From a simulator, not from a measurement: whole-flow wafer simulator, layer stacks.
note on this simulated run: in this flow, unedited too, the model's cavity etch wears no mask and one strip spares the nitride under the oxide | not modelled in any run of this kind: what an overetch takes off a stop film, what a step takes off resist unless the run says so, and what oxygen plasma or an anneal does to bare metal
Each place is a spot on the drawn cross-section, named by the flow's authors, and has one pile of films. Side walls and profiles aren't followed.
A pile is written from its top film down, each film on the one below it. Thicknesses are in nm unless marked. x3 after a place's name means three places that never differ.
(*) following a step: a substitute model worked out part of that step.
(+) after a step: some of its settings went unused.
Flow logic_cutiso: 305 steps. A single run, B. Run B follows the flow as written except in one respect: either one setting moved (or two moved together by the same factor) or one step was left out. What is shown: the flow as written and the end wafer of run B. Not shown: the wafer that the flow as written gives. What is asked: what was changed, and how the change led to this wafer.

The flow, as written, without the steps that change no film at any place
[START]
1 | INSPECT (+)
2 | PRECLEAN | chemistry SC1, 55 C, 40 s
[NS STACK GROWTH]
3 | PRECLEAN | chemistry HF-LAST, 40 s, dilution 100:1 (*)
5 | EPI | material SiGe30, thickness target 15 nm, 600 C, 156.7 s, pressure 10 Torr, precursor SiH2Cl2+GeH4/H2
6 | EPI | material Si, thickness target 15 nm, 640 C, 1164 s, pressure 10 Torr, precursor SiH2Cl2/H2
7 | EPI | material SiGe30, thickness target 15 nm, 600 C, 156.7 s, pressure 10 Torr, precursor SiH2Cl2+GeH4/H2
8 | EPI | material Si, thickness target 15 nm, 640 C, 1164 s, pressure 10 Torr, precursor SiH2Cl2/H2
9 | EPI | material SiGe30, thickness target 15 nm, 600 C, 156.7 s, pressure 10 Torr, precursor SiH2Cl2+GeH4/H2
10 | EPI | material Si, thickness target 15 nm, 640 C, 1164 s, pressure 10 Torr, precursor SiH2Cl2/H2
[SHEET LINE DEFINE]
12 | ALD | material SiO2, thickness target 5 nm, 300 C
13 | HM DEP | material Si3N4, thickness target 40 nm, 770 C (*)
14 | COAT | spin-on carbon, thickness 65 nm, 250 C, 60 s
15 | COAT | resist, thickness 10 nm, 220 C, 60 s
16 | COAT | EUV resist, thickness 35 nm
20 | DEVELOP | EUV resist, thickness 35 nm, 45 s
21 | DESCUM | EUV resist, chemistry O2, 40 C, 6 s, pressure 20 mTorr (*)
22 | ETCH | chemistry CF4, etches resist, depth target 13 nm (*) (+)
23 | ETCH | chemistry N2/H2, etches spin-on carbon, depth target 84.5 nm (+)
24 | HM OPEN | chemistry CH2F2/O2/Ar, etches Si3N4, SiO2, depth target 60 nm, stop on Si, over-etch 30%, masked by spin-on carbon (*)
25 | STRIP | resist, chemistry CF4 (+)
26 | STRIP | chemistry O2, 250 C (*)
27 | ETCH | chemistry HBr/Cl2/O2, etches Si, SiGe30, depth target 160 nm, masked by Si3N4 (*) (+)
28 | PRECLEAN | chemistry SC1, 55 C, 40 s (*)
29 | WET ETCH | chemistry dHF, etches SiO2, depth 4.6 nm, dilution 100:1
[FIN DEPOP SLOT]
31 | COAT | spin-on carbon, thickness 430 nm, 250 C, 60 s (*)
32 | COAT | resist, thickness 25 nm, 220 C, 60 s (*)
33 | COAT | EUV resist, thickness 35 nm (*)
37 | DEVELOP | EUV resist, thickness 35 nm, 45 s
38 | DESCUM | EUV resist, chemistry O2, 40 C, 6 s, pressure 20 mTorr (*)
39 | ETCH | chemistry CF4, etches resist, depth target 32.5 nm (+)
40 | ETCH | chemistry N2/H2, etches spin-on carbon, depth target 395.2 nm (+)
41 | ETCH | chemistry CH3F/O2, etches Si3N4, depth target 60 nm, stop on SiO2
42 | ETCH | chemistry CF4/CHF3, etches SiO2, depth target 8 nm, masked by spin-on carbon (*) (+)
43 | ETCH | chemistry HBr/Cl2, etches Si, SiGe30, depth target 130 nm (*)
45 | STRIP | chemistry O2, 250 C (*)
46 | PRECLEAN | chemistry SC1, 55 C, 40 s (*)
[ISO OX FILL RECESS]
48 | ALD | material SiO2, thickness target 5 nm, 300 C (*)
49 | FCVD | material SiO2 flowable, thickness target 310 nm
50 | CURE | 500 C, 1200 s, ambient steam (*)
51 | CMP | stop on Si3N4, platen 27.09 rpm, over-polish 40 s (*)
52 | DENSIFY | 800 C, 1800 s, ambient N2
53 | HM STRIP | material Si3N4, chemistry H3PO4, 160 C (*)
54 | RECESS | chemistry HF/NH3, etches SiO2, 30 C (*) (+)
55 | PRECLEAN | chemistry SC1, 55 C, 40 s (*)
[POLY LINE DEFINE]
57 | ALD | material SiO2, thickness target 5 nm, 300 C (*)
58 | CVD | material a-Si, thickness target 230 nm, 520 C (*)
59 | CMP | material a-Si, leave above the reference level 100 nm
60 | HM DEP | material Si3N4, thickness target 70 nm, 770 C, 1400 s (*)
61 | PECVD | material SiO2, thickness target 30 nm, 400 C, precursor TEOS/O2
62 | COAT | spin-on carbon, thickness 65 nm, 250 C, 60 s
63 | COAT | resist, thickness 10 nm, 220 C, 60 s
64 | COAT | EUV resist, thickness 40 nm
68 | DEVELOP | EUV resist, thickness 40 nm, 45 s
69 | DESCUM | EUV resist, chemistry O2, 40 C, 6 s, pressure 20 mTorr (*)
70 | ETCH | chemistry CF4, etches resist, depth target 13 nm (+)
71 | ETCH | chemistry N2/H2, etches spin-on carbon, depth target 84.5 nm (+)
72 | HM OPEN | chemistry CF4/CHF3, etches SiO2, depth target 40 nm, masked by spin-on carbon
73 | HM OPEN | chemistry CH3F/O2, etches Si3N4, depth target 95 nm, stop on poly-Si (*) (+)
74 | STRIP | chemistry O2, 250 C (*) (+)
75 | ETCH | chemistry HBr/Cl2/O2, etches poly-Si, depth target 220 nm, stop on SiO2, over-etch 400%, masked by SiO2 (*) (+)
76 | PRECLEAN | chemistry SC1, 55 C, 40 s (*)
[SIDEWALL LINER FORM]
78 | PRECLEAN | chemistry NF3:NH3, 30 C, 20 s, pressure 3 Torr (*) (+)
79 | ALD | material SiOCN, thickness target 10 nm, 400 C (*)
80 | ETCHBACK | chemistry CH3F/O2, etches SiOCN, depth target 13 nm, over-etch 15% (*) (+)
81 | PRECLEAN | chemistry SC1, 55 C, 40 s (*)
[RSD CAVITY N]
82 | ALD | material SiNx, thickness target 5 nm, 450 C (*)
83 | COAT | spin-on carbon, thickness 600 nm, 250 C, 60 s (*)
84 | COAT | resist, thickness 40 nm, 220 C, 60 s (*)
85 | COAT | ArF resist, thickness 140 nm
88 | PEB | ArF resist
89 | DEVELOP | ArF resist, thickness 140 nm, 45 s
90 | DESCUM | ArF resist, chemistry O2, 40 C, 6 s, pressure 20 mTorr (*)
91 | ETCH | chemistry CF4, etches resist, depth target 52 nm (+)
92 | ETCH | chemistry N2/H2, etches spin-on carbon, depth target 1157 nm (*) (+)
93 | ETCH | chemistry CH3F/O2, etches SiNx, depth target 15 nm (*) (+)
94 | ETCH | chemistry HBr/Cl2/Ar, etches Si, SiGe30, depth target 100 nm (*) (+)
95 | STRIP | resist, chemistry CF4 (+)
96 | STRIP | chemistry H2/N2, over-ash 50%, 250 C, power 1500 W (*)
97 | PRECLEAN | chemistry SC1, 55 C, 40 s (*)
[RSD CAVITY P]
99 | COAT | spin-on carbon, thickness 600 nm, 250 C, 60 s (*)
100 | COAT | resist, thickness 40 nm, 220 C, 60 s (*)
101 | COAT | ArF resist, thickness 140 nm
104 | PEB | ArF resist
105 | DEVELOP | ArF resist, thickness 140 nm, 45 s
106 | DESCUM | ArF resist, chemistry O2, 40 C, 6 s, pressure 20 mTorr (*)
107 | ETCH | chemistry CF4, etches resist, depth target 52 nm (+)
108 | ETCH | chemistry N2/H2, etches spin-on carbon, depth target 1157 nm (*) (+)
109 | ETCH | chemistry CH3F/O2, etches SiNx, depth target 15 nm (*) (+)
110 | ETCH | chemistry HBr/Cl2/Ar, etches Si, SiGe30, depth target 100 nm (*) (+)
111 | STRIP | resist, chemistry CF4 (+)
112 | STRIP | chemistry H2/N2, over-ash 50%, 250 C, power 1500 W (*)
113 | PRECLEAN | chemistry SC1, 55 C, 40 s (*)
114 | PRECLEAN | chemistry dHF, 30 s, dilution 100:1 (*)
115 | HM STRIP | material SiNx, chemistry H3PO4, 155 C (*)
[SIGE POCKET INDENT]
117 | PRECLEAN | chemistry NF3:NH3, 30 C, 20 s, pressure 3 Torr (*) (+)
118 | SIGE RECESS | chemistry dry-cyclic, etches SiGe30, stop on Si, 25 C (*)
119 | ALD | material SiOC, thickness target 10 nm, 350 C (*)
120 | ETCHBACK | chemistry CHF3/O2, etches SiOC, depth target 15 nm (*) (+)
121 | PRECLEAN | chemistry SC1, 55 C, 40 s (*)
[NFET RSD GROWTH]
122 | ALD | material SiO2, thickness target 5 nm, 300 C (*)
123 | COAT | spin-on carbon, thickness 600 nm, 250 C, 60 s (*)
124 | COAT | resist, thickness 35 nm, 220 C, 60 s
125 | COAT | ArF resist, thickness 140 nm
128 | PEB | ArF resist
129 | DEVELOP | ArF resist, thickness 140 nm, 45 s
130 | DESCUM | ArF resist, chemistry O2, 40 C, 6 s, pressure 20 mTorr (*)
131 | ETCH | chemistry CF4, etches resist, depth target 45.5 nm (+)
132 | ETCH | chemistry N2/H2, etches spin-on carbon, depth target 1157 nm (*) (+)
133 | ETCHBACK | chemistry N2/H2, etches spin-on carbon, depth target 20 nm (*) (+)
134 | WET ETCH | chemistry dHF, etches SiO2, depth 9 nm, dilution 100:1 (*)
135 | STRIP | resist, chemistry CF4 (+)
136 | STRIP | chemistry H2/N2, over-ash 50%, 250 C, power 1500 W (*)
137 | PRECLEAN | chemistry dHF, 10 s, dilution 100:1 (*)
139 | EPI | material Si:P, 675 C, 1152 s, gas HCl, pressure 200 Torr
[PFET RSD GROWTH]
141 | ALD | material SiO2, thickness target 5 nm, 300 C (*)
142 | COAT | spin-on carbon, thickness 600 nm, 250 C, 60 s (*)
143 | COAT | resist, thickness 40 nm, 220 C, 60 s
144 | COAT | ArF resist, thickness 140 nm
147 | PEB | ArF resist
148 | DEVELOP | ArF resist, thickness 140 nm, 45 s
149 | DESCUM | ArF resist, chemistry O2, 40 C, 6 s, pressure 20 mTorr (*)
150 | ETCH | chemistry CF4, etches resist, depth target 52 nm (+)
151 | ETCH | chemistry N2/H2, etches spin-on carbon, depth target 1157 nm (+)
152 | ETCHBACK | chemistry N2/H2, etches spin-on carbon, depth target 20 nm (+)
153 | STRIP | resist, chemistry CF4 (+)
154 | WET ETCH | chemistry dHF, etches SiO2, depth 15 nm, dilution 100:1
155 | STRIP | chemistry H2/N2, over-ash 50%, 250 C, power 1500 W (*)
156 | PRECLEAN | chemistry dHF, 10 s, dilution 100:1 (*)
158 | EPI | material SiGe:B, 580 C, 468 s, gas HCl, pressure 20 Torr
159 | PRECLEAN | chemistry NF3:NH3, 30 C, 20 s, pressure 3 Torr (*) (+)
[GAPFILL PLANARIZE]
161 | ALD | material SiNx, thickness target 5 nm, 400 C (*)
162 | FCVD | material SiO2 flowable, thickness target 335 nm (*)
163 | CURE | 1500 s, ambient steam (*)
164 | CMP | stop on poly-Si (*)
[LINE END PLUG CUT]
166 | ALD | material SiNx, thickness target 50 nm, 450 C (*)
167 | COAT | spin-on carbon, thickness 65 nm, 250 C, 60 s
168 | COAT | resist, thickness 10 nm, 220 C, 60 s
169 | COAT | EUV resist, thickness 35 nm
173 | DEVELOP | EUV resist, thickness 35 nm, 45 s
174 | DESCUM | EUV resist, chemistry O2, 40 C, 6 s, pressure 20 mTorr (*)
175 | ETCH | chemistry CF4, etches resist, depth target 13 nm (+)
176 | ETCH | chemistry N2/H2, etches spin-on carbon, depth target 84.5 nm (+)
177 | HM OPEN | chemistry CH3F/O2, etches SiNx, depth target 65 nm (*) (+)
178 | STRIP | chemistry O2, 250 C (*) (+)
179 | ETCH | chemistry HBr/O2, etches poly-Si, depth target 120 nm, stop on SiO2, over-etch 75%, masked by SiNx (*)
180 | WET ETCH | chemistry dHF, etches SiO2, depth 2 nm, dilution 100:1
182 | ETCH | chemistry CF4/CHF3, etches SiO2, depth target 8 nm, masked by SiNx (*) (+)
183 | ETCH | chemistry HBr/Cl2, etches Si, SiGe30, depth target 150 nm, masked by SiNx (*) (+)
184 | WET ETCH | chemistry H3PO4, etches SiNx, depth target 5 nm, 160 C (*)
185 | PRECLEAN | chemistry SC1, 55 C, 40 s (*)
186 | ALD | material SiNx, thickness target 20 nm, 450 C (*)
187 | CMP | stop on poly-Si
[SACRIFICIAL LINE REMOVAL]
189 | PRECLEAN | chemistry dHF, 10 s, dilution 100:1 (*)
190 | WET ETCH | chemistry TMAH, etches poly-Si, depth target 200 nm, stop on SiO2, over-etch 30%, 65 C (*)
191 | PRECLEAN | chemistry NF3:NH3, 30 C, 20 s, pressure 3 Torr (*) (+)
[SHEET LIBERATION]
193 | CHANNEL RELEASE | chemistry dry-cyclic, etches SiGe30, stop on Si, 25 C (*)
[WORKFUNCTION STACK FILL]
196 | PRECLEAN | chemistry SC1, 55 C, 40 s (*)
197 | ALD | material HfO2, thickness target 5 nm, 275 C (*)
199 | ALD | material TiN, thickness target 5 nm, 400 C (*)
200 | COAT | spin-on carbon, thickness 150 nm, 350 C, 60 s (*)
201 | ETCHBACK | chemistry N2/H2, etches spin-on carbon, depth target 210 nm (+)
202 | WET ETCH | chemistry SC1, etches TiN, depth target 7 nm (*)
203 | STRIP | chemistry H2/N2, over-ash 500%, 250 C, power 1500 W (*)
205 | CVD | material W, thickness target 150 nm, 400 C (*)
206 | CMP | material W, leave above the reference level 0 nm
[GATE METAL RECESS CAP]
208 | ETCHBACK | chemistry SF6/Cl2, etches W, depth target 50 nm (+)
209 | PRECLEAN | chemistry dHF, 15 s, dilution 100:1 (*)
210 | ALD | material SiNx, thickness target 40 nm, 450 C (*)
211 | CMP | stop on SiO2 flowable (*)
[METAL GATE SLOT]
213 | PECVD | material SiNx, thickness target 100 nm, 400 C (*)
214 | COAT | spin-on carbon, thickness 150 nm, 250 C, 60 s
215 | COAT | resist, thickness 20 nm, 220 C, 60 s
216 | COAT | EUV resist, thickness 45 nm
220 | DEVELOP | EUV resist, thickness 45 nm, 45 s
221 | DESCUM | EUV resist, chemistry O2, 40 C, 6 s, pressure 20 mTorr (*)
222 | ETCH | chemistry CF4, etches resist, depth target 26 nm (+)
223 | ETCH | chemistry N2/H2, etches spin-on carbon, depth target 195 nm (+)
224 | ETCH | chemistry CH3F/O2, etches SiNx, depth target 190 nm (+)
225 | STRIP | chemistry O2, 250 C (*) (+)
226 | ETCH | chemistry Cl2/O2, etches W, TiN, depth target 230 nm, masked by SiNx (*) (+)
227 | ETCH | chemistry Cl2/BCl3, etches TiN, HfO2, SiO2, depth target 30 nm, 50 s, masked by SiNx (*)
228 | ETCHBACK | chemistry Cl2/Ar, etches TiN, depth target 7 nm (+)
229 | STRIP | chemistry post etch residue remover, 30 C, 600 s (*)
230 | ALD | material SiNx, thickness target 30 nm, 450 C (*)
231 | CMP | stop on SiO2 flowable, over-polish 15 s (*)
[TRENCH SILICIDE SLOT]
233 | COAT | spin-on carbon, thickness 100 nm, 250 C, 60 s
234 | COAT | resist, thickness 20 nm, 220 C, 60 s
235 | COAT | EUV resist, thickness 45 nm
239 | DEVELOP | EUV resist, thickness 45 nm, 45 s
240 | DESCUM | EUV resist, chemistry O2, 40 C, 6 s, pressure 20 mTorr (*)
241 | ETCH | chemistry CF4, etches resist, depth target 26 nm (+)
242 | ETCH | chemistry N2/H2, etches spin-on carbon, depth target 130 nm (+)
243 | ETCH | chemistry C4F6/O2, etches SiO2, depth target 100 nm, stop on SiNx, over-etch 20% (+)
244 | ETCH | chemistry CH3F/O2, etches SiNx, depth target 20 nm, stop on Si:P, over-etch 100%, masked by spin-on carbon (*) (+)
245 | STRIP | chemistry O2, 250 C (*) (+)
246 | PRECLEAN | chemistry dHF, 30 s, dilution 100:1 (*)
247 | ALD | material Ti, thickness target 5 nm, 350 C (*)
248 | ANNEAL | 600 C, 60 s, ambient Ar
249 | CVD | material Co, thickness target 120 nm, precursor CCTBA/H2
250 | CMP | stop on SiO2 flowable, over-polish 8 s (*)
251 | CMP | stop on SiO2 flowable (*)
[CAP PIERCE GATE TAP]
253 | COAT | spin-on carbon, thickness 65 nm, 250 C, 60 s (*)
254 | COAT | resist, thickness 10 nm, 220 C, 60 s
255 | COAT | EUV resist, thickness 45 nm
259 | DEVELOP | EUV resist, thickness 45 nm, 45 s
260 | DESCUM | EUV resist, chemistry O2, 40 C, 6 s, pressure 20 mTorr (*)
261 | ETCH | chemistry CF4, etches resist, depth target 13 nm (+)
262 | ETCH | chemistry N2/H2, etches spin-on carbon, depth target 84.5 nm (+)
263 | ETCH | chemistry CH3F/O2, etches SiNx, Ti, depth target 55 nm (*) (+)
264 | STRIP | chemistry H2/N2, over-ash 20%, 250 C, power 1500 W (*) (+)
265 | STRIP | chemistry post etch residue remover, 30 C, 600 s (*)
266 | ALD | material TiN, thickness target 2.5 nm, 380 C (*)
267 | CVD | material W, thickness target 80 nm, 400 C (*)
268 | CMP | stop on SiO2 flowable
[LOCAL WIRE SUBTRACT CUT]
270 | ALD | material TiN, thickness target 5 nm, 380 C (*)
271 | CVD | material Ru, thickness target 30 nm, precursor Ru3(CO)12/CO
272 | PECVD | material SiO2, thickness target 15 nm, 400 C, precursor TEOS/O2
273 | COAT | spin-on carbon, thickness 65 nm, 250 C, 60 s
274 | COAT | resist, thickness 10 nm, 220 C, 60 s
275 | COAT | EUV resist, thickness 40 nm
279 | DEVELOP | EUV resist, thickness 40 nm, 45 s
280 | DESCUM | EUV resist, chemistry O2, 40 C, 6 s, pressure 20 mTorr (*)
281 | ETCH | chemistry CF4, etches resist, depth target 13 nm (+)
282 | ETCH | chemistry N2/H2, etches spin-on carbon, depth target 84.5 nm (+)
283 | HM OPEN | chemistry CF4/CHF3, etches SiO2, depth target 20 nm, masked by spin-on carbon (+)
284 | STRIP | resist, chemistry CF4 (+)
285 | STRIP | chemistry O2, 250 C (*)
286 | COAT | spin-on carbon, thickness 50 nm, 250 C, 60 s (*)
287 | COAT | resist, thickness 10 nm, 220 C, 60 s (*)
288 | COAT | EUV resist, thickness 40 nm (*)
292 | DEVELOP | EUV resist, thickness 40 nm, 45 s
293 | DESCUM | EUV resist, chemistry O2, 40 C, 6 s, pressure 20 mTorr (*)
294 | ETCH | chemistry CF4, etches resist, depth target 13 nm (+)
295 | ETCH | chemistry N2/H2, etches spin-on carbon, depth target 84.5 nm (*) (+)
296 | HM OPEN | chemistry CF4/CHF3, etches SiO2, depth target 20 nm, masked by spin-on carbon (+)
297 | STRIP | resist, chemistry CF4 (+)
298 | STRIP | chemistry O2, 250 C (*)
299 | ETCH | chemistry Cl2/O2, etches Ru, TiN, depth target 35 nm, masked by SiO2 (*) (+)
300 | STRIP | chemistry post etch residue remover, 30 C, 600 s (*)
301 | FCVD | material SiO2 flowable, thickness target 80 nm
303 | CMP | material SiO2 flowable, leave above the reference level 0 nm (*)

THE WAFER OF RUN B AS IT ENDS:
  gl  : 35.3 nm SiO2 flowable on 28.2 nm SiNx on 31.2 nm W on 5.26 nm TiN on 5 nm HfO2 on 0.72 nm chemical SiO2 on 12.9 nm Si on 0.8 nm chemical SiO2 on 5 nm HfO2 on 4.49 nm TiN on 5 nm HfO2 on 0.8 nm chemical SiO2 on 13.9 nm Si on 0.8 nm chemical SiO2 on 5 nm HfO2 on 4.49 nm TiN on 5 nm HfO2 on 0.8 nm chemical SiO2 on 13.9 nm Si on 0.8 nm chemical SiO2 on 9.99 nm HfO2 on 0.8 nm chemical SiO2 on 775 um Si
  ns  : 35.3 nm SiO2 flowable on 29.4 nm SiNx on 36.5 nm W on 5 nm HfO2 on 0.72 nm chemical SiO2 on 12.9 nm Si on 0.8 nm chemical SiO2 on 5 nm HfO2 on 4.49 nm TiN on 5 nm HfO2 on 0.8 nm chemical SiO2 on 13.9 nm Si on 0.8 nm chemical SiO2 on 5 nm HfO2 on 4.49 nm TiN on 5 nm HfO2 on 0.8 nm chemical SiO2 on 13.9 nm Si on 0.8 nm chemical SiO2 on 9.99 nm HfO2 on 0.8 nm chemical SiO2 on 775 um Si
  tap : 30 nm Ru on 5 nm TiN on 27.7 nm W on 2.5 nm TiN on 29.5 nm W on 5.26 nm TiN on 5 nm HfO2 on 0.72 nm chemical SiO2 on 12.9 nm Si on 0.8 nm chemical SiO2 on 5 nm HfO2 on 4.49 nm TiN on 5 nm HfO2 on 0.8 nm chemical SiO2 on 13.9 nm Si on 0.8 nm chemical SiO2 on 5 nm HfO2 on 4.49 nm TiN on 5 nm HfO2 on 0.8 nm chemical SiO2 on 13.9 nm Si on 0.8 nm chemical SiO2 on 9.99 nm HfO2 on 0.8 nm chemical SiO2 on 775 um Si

The reason: step 5, EPI: thickness target 10.5 nm was run, while the flow as written has thickness target 15 nm; step 5, EPI: 109.7 s was run, where the flow has 156.7 s.

How this came from the change, step by step:
  5 | EPI | material SiGe30, thickness target 15 nm, 600 C, 156.7 s, pressure 10 Torr, precursor SiH2Cl2+GeH4/H2
      depop, dpovl, gfld and 19 more: SiGe30 gains 10.5 (new film) (as written it would have been: SiGe30 gains 15 (new film))
  27 | ETCH | chemistry HBr/Cl2/O2, etches Si, SiGe30, depth target 160 nm, masked by Si3N4 (*) (+)
      gfld, gxf, iso, lnri: chemical SiO2 loses 0.79 (all of it), Si loses 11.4 (all of it), SiGe30 loses 15 (all of it), Si loses 15 (all of it), SiGe30 loses 15 (all of it), Si loses 15 (all of it), SiGe30 loses 10.5 (all of it), Si loses 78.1 (as written it would have been: chemical SiO2 loses 0.79 (all of it), Si loses 11.4 (all of it), SiGe30 loses 15 (all of it), Si loses 15 (all of it), SiGe30 loses 15 (all of it), Si loses 15 (all of it), SiGe30 loses 15 (all of it), Si loses 73.6)
      dpovl, nsgap: chemical SiO2 loses 0.79 (all of it), Si loses 11.8 (all of it), SiGe30 loses 15 (all of it), Si loses 15 (all of it), SiGe30 loses 15 (all of it), Si loses 15 (all of it), SiGe30 loses 10.5 (all of it), Si loses 77.7 (as written it would have been: chemical SiO2 loses 0.79 (all of it), Si loses 11.8 (all of it), SiGe30 loses 15 (all of it), Si loses 15 (all of it), SiGe30 loses 15 (all of it), Si loses 15 (all of it), SiGe30 loses 15 (all of it), Si loses 73.2)
      (also at 1 further place)
  43 | ETCH | chemistry HBr/Cl2, etches Si, SiGe30, depth target 130 nm (*)
      depop: Si loses 14 (all of it), SiGe30 loses 15 (all of it), Si loses 15 (all of it), SiGe30 loses 15 (all of it), Si loses 15 (all of it), SiGe30 loses 10.5 (all of it), Si loses 45.5 (as written it would have been: Si loses 14 (all of it), SiGe30 loses 15 (all of it), Si loses 15 (all of it), SiGe30 loses 15 (all of it), Si loses 15 (all of it), SiGe30 loses 15 (all of it), Si loses 41)
  94 | ETCH | chemistry HBr/Cl2/Ar, etches Si, SiGe30, depth target 100 nm (*) (+)
      rsdn, rsdx: chemical SiO2 loses 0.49 (all of it), Si loses 12.8 (all of it), SiGe30 loses 15 (all of it), Si loses 15 (all of it), SiGe30 loses 15 (all of it), Si loses 15 (all of it), SiGe30 loses 10.5 (all of it), Si loses 16.7 (as written it would have been: chemical SiO2 loses 0.49 (all of it), Si loses 12.8 (all of it), SiGe30 loses 15 (all of it), Si loses 15 (all of it), SiGe30 loses 15 (all of it), Si loses 15 (all of it), SiGe30 loses 15 (all of it), Si loses 12.2)
  110 | ETCH | chemistry HBr/Cl2/Ar, etches Si, SiGe30, depth target 100 nm (*) (+)
      rsdp, rsdw: chemical SiO2 loses 0.49 (all of it), Si loses 12.8 (all of it), SiGe30 loses 15 (all of it), Si loses 15 (all of it), SiGe30 loses 15 (all of it), Si loses 15 (all of it), SiGe30 loses 10.5 (all of it), Si loses 16.7 (as written it would have been: chemical SiO2 loses 0.49 (all of it), Si loses 12.8 (all of it), SiGe30 loses 15 (all of it), Si loses 15 (all of it), SiGe30 loses 15 (all of it), Si loses 15 (all of it), SiGe30 loses 15 (all of it), Si loses 12.2)
  118 | SIGE RECESS | chemistry dry-cyclic, etches SiGe30, stop on Si, 25 C (*)
      lnr, lnrp, lnrt: SiOCN loses 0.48, Si loses 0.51, cavity gains 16 (new film), SiGe30 loses 15 (all of it), Si loses 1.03, cavity gains 16 (new film), SiGe30 loses 15 (all of it), Si loses 1.03, cavity gains 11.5 (new film), SiGe30 loses 10.5 (all of it), Si loses 0.51 (as written it would have been: SiOCN loses 0.48, Si loses 0.51, cavity gains 16 (new film), SiGe30 loses 15 (all of it), Si loses 1.03, cavity gains 16 (new film), SiGe30 loses 15 (all of it), Si loses 1.03, cavity gains 16 (new film), SiGe30 loses 15 (all of it), Si loses 0.51)
  119 | ALD | material SiOC, thickness target 10 nm, 350 C (*)
      lnr, lnrp, lnrt: SiOC gains 10 (new film), SiOC gains 16 (new film), cavity loses 16 (all of it), SiOC gains 16 (new film), cavity loses 16 (all of it), SiOC gains 11.5 (new film), cavity loses 11.5 (all of it) (as written it would have been: SiOC gains 10 (new film), SiOC gains 16 (new film), cavity loses 16 (all of it), SiOC gains 16 (new film), cavity loses 16 (all of it), SiOC gains 16 (new film), cavity loses 16 (all of it))
  183 | ETCH | chemistry HBr/Cl2, etches Si, SiGe30, depth target 150 nm, masked by SiNx (*) (+)
      plug: Si loses 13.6 (all of it), SiGe30 loses 15 (all of it), Si loses 15 (all of it), SiGe30 loses 15 (all of it), Si loses 15 (all of it), SiGe30 loses 10.5 (all of it), Si loses 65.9 (as written it would have been: Si loses 13.6 (all of it), SiGe30 loses 15 (all of it), Si loses 15 (all of it), SiGe30 loses 15 (all of it), Si loses 15 (all of it), SiGe30 loses 15 (all of it), Si loses 61.4)
  193 | CHANNEL RELEASE | chemistry dry-cyclic, etches SiGe30, stop on Si, 25 C (*)
      gl, glp, gxn, gxp, ns, tap: chemical SiO2 gains 0.8 (new film), Si loses 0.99, chemical SiO2 gains 0.8 (new film), cavity gains 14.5 (new film), chemical SiO2 gains 0.8 (new film), SiGe30 loses 15 (all of it), Si loses 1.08, chemical SiO2 gains 0.8 (new film), cavity gains 14.5 (new film), chemical SiO2 gains 0.8 (new film), SiGe30 loses 15 (all of it), Si loses 1.08, chemical SiO2 gains 0.8 (new film), cavity gains 9.99 (new film), chemical SiO2 gains 0.8 (new film), SiGe30 loses 10.5 (all of it), Si loses 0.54 (as written it would have been: chemical SiO2 gains 0.8 (new film), Si loses 0.99, chemical SiO2 gains 0.8 (new film), cavity gains 14.5 (new film), chemical SiO2 gains 0.8 (new film), SiGe30 loses 15 (all of it), Si loses 1.08, chemical SiO2 gains 0.8 (new film), cavity gains 14.5 (new film), chemical SiO2 gains 0.8 (new film), SiGe30 loses 15 (all of it), Si loses 1.08, chemical SiO2 gains 0.8 (new film), cavity gains 14.5 (new film), chemical SiO2 gains 0.8 (new film), SiGe30 loses 15 (all of it), Si loses 0.54)
  197 | ALD | material HfO2, thickness target 5 nm, 275 C (*)
      gl, glp, gxn, gxp, ns, tap: HfO2 gains 5 (new film), HfO2 gains 5 (new film), cavity loses 10, HfO2 gains 5 (new film), HfO2 gains 5 (new film), cavity loses 10, HfO2 gains 5 (new film), HfO2 gains 9.99 (new film), cavity loses 9.99 (all of it) (as written it would have been: HfO2 gains 5 (new film), HfO2 gains 5 (new film), cavity loses 10, HfO2 gains 5 (new film), HfO2 gains 5 (new film), cavity loses 10, HfO2 gains 5 (new film), HfO2 gains 5 (new film), cavity loses 10, HfO2 gains 5 (new film))
  199 | ALD | material TiN, thickness target 5 nm, 400 C (*)
      gl, glp, tap: TiN gains 5.26 (new film), TiN gains 4.49 (new film), cavity loses 4.49 (all of it), TiN gains 4.49 (new film), cavity loses 4.49 (all of it) (as written it would have been: TiN gains 5.26 (new film), TiN gains 4.49 (new film), cavity loses 4.49 (all of it), TiN gains 4.49 (new film), cavity loses 4.49 (all of it), TiN gains 4.49 (new film), cavity loses 4.49 (all of it))
      gxn, gxp, ns: TiN gains 5 (new film), TiN gains 4.49 (new film), cavity loses 4.49 (all of it), TiN gains 4.49 (new film), cavity loses 4.49 (all of it) (as written it would have been: TiN gains 5 (new film), TiN gains 4.49 (new film), cavity loses 4.49 (all of it), TiN gains 4.49 (new film), cavity loses 4.49 (all of it), TiN gains 4.49 (new film), cavity loses 4.49 (all of it))
With metal films that touch counted as one body, gl has 3 bodies (between them, from the top down: HfO2 5 / chemical SiO2 0.72 / Si 12.9 / chemical SiO2 0.8 / HfO2 5; HfO2 5 / chemical SiO2 0.8 / Si 13.9 / chemical SiO2 0.8 / HfO2 5); the flow as written gives 4 bodies (between them, from the top down: HfO2 5 / chemical SiO2 0.72 / Si 12.9 / chemical SiO2 0.8 / HfO2 5; HfO2 5 / chemical SiO2 0.8 / Si 13.9 / chemical SiO2 0.8 / HfO2 5; HfO2 5 / chemical SiO2 0.8 / Si 13.9 / chemical SiO2 0.8 / HfO2 5).
With metal films that touch counted as one body, ns has 3 bodies (between them, from the top down: HfO2 5 / chemical SiO2 0.72 / Si 12.9 / chemical SiO2 0.8 / HfO2 5; HfO2 5 / chemical SiO2 0.8 / Si 13.9 / chemical SiO2 0.8 / HfO2 5); the flow as written gives 4 bodies (between them, from the top down: HfO2 5 / chemical SiO2 0.72 / Si 12.9 / chemical SiO2 0.8 / HfO2 5; HfO2 5 / chemical SiO2 0.8 / Si 13.9 / chemical SiO2 0.8 / HfO2 5; HfO2 5 / chemical SiO2 0.8 / Si 13.9 / chemical SiO2 0.8 / HfO2 5).
With metal films that touch counted as one body, tap has 3 bodies (between them, from the top down: HfO2 5 / chemical SiO2 0.72 / Si 12.9 / chemical SiO2 0.8 / HfO2 5; HfO2 5 / chemical SiO2 0.8 / Si 13.9 / chemical SiO2 0.8 / HfO2 5); the flow as written gives 4 bodies (between them, from the top down: HfO2 5 / chemical SiO2 0.72 / Si 12.9 / chemical SiO2 0.8 / HfO2 5; HfO2 5 / chemical SiO2 0.8 / Si 13.9 / chemical SiO2 0.8 / HfO2 5; HfO2 5 / chemical SiO2 0.8 / Si 13.9 / chemical SiO2 0.8 / HfO2 5).
